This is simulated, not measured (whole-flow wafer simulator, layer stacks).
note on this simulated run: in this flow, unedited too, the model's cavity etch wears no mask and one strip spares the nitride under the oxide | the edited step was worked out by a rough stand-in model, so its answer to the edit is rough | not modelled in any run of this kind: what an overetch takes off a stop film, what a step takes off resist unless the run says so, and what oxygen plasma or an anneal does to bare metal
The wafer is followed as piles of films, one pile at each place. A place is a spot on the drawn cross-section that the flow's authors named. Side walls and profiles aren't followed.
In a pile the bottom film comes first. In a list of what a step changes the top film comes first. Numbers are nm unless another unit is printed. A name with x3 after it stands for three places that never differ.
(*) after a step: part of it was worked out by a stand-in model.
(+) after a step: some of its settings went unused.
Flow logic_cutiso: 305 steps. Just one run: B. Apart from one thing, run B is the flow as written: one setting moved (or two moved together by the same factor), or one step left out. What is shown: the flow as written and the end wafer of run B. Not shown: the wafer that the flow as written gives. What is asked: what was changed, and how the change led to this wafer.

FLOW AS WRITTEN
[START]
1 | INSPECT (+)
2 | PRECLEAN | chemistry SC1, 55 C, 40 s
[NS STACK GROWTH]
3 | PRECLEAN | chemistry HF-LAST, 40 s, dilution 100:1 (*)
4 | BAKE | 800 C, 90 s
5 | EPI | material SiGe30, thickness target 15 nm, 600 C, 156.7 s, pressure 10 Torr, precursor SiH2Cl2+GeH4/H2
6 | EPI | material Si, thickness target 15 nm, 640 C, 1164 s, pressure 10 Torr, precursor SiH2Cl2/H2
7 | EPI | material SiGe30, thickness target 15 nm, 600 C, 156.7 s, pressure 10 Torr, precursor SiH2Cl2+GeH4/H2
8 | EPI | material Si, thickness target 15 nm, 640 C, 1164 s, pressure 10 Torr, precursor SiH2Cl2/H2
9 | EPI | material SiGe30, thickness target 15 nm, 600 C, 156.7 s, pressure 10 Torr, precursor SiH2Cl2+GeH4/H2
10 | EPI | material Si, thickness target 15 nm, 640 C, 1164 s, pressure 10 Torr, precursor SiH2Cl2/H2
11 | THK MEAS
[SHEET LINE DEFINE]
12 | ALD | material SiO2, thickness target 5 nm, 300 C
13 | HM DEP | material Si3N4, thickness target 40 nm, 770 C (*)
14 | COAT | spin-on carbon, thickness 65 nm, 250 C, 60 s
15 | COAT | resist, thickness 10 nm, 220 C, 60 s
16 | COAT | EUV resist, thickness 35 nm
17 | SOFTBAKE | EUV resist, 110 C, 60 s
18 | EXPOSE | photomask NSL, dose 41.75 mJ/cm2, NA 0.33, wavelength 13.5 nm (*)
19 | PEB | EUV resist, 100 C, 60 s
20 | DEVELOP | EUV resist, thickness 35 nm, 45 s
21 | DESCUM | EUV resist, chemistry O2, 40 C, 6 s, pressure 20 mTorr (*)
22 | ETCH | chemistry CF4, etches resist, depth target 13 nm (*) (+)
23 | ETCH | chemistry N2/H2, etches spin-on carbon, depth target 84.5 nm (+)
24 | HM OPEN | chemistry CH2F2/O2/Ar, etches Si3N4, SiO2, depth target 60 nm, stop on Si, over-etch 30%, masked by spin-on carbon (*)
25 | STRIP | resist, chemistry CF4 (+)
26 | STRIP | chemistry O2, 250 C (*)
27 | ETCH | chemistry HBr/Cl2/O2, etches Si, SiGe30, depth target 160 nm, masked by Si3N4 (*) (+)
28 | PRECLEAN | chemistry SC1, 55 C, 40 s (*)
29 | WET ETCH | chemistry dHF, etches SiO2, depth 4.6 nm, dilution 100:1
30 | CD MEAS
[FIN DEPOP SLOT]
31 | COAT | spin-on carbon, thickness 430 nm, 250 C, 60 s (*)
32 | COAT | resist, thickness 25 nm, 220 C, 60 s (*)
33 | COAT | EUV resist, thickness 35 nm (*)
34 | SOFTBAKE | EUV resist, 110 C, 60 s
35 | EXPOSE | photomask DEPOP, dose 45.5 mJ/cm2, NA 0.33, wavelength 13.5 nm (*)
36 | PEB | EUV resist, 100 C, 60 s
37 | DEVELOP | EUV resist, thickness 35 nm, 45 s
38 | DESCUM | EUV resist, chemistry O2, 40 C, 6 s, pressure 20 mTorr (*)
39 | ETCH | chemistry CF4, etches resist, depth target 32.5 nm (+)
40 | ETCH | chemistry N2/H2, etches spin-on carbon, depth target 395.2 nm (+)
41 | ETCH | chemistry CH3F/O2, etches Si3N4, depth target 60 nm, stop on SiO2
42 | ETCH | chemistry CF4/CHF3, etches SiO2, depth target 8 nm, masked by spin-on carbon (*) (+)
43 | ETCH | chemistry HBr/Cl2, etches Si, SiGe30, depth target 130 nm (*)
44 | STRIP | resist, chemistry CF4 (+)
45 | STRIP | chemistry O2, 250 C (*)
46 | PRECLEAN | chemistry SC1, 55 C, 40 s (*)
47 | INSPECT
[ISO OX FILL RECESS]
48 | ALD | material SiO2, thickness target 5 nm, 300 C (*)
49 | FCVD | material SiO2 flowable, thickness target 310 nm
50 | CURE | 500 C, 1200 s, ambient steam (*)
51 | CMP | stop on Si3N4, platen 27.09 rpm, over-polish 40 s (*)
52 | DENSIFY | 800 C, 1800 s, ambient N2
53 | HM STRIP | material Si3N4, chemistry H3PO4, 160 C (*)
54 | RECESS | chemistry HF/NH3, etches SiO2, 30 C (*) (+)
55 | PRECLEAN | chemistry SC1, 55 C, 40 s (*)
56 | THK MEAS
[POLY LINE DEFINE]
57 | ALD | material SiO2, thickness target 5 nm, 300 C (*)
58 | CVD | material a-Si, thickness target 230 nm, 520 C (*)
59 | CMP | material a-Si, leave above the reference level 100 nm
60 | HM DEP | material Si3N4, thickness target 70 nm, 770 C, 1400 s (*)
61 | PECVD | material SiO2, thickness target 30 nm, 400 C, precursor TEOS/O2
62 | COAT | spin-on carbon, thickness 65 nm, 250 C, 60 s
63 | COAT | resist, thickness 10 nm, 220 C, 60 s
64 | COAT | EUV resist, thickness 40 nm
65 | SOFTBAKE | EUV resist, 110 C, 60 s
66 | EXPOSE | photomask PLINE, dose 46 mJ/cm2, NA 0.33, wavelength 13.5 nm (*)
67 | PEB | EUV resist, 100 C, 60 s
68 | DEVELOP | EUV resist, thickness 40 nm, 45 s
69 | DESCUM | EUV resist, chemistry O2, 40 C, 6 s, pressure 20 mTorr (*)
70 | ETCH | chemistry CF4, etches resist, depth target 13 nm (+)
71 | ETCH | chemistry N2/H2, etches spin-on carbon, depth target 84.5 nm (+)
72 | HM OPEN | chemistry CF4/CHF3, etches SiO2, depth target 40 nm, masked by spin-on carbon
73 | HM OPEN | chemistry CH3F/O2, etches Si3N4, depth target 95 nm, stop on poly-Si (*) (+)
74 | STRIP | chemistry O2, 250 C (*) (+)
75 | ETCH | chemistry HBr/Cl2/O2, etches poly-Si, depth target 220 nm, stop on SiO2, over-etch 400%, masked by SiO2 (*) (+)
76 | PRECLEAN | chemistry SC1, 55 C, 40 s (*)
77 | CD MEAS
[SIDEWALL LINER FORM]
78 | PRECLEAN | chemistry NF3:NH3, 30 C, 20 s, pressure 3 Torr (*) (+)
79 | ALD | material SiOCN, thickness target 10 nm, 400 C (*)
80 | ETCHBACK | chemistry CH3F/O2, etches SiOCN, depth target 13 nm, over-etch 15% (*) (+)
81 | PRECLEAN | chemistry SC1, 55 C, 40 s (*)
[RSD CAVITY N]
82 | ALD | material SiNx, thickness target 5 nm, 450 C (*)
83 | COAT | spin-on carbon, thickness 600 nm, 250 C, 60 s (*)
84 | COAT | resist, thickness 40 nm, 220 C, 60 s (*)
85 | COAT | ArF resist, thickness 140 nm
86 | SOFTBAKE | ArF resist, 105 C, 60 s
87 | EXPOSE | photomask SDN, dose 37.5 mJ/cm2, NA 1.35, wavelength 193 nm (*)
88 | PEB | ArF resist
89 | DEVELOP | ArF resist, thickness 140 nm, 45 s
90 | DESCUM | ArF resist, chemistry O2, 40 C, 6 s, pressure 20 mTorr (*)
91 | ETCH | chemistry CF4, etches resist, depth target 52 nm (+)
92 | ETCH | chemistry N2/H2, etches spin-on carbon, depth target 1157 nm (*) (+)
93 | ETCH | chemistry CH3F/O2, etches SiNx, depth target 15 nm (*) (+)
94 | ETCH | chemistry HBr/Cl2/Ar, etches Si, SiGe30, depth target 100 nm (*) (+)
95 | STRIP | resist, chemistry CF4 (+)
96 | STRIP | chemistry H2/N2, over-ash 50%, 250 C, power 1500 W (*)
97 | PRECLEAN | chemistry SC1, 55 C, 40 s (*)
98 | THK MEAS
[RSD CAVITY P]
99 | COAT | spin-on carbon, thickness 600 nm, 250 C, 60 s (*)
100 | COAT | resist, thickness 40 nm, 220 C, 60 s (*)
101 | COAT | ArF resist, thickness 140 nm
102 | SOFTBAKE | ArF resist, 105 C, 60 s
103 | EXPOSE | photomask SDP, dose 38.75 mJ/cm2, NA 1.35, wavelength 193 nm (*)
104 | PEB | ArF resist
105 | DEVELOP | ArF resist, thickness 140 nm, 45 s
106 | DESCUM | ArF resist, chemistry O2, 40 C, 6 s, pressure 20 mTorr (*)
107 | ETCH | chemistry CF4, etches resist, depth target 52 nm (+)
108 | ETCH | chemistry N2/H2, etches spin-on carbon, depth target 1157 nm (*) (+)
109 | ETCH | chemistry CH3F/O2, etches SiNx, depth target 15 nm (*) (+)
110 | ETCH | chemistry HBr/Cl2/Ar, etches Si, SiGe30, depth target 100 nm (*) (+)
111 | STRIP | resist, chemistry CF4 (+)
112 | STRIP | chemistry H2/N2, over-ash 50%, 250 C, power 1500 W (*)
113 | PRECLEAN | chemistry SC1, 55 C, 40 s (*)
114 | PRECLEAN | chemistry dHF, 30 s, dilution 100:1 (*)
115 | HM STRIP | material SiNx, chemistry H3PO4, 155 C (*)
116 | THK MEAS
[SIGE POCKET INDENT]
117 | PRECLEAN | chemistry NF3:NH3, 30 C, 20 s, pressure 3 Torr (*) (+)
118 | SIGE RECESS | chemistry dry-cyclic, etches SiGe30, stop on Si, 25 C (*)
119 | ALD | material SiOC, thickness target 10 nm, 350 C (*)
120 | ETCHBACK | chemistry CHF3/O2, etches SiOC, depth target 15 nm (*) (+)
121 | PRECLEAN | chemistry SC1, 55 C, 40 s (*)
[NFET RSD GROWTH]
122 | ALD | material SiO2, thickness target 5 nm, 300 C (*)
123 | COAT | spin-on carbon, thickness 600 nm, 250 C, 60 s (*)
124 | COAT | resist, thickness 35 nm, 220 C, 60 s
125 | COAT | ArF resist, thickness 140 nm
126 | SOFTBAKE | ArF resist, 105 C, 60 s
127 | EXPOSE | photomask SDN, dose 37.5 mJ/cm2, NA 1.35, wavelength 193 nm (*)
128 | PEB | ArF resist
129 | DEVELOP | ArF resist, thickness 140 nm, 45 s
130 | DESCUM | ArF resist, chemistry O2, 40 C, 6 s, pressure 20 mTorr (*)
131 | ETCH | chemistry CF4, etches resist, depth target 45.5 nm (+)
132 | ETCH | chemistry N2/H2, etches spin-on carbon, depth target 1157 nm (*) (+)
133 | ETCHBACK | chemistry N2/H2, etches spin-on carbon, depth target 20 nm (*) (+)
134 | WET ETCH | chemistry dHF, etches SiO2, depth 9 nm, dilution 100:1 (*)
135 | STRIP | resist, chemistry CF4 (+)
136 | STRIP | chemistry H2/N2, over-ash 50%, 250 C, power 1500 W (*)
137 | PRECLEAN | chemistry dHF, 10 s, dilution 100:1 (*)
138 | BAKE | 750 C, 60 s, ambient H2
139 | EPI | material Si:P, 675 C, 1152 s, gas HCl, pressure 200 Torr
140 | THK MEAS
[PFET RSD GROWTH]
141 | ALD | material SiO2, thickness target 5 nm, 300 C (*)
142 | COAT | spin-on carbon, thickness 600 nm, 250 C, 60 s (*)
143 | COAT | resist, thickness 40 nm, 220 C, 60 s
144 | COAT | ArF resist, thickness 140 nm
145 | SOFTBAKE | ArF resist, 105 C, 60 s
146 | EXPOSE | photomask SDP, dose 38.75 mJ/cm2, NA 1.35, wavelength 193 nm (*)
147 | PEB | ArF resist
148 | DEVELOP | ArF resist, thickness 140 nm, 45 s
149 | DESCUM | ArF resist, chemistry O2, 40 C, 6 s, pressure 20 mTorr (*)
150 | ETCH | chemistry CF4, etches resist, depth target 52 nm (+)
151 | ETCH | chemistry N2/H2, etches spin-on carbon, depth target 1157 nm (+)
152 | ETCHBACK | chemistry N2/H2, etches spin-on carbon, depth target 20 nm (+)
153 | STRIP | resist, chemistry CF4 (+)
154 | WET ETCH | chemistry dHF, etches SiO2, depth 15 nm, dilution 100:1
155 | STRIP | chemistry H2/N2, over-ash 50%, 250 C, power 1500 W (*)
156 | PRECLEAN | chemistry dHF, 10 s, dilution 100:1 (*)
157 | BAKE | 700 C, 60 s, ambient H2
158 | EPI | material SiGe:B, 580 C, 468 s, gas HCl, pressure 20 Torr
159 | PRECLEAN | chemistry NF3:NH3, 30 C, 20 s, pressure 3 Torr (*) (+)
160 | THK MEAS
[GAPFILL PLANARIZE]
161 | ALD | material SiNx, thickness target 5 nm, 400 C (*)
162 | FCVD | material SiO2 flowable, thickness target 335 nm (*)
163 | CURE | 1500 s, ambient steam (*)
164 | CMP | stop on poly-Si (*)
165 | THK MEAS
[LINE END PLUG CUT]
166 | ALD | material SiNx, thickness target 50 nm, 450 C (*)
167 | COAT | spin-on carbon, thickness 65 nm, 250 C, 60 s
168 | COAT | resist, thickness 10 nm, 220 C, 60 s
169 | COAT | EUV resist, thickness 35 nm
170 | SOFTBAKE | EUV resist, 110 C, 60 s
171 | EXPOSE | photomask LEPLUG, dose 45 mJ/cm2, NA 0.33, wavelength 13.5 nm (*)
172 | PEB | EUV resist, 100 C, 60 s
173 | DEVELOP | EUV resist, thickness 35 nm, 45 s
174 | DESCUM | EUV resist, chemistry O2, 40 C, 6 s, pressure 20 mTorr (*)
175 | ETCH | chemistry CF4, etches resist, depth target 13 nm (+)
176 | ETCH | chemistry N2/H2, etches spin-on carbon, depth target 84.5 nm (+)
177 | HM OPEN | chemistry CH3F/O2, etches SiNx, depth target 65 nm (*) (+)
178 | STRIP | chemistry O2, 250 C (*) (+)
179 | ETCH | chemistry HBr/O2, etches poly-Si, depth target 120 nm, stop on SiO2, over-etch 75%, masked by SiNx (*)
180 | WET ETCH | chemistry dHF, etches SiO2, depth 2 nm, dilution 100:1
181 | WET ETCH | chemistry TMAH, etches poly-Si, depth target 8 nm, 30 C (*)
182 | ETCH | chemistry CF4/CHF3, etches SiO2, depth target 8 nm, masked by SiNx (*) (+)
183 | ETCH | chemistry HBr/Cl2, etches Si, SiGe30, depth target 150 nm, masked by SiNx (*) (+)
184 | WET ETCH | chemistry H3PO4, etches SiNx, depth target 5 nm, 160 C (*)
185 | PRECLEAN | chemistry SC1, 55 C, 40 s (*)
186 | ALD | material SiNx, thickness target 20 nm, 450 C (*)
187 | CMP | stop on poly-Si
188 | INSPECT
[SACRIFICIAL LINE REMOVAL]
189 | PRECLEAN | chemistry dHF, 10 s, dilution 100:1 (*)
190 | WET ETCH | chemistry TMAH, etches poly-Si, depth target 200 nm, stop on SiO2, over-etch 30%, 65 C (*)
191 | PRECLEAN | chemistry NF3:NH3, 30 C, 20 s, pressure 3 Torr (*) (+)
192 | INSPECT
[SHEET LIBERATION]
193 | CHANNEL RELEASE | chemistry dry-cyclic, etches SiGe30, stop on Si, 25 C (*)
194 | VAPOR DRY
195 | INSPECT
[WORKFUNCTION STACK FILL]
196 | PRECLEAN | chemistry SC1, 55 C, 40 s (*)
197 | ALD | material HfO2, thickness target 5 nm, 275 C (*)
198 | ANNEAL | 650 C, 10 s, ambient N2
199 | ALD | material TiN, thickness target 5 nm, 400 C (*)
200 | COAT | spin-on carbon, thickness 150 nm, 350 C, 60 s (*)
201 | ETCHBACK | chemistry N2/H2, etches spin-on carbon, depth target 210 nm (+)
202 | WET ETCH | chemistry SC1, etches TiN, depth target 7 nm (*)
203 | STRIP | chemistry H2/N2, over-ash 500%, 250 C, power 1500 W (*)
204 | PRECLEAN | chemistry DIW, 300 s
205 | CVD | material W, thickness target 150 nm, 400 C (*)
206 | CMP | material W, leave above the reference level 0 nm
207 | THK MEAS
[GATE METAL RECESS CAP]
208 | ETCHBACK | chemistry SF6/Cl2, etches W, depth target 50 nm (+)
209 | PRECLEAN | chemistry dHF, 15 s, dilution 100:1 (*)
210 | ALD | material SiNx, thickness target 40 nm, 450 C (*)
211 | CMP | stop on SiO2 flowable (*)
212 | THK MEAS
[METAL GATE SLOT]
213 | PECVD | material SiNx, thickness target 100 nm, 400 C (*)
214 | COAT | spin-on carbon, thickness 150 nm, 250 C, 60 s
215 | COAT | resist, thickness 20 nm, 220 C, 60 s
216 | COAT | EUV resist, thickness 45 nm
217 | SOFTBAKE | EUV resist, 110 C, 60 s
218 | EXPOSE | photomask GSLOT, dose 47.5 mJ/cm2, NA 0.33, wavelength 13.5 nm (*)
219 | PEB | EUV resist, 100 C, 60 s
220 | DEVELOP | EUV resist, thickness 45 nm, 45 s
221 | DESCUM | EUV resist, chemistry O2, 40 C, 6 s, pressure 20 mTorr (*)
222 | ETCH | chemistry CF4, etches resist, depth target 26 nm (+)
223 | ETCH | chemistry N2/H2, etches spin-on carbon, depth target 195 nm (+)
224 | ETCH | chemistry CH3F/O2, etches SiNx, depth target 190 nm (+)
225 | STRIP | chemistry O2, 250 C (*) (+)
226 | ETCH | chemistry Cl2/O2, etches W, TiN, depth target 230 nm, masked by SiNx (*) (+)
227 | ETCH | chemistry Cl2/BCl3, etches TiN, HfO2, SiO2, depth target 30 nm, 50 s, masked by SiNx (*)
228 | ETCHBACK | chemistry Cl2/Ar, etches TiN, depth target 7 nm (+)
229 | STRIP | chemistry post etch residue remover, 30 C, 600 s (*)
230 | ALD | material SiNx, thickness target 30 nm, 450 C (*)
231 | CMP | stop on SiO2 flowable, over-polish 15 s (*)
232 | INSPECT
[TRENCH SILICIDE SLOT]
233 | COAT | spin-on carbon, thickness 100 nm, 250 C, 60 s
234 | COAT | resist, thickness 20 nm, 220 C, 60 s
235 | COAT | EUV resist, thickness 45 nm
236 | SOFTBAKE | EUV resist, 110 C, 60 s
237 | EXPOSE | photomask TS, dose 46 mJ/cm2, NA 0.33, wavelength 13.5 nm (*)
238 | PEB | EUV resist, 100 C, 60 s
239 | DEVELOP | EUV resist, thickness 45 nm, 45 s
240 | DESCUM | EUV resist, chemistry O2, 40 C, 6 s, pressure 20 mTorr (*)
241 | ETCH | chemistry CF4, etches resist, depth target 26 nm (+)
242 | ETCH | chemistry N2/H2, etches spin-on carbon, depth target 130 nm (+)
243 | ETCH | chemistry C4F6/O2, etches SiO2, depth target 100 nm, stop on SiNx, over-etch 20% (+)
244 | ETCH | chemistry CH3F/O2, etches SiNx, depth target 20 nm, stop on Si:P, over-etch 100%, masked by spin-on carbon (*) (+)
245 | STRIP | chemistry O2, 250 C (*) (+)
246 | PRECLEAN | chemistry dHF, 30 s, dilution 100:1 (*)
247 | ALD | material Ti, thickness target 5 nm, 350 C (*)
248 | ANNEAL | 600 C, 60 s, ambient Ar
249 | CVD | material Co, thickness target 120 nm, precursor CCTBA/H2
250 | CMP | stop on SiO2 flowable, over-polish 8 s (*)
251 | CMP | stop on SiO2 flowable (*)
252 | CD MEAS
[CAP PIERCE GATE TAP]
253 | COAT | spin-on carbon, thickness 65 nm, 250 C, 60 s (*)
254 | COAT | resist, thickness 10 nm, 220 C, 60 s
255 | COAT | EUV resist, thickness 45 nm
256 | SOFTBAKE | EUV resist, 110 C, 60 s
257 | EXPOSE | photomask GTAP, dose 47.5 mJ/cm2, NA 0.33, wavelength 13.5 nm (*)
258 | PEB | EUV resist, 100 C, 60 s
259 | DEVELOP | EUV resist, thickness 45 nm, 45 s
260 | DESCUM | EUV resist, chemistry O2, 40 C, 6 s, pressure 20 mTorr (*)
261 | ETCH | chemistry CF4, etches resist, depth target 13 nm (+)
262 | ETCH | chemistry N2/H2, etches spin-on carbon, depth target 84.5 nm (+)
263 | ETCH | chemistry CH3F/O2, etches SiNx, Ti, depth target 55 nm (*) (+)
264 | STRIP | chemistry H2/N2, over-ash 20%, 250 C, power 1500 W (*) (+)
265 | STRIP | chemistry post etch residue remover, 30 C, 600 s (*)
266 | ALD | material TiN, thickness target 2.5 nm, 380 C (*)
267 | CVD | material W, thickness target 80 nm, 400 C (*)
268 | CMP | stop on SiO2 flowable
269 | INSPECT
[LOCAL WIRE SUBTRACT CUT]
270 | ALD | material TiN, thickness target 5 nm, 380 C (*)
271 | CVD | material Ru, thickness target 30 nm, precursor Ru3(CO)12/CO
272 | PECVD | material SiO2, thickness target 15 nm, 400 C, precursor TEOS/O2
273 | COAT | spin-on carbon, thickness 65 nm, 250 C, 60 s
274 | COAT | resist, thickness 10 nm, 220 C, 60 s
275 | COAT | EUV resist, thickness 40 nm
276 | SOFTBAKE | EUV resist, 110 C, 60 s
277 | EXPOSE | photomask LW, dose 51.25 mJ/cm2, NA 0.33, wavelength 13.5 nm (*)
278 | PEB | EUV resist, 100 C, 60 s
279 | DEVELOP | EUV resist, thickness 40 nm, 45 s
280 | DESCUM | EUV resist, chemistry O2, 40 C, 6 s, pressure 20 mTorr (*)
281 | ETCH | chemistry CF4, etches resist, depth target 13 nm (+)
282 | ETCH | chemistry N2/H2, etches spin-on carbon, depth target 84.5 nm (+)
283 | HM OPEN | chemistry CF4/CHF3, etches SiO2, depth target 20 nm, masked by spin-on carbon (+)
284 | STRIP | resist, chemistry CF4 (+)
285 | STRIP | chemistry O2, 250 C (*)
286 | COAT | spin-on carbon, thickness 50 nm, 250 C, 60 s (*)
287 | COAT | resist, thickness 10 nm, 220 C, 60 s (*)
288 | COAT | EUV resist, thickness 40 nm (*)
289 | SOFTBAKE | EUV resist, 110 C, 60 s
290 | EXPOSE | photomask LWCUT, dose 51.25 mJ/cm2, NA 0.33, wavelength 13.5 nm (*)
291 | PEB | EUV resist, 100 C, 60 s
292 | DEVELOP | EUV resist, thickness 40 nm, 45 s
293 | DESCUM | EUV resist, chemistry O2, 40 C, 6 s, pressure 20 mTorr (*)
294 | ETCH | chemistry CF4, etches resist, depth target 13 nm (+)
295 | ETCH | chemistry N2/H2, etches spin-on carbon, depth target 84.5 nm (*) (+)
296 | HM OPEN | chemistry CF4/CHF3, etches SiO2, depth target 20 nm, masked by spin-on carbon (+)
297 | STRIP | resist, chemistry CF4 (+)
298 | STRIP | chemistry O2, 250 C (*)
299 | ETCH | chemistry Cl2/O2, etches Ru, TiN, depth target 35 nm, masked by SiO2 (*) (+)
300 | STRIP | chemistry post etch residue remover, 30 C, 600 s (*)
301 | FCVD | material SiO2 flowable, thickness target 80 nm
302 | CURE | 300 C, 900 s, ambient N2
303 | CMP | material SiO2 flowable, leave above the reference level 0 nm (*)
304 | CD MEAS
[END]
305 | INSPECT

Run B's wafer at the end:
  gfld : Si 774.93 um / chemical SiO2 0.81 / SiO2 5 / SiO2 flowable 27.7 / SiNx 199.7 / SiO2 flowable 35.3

The reason: step 227, ETCH: depth target 41.2 nm was run, though the flow has depth target 30 nm; step 227, ETCH: 68.8 s was run, where the flow has 50 s.

The path from the change to this, step by step:
  227 | ETCH | chemistry Cl2/BCl3, etches TiN, HfO2, SiO2, depth target 30 nm, 50 s, masked by SiNx (*)
      depop, dpovl, gl and 18 more: SiNx loses 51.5 (in the flow as written it would be: SiNx loses 37.4)
      gfld: HfO2 loses 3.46 (all of it), SiO2 flowable loses 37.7 (in the flow as written it would be: HfO2 loses 3.46 (all of it), SiO2 flowable loses 26.5)
  231 | CMP | stop on SiO2 flowable, over-polish 15 s (*)
      depop, dpovl, gl and 9 more: SiNx loses 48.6 (in the flow as written it would be: SiNx loses 62.7)
      lnr, lnri, lnrp, lnrt: SiNx loses 46.9 (all of it), SiOCN loses 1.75 (in the flow as written it would be: SiNx loses 61 (all of it), SiOCN loses 1.75)
      (and at 6 other places as well)
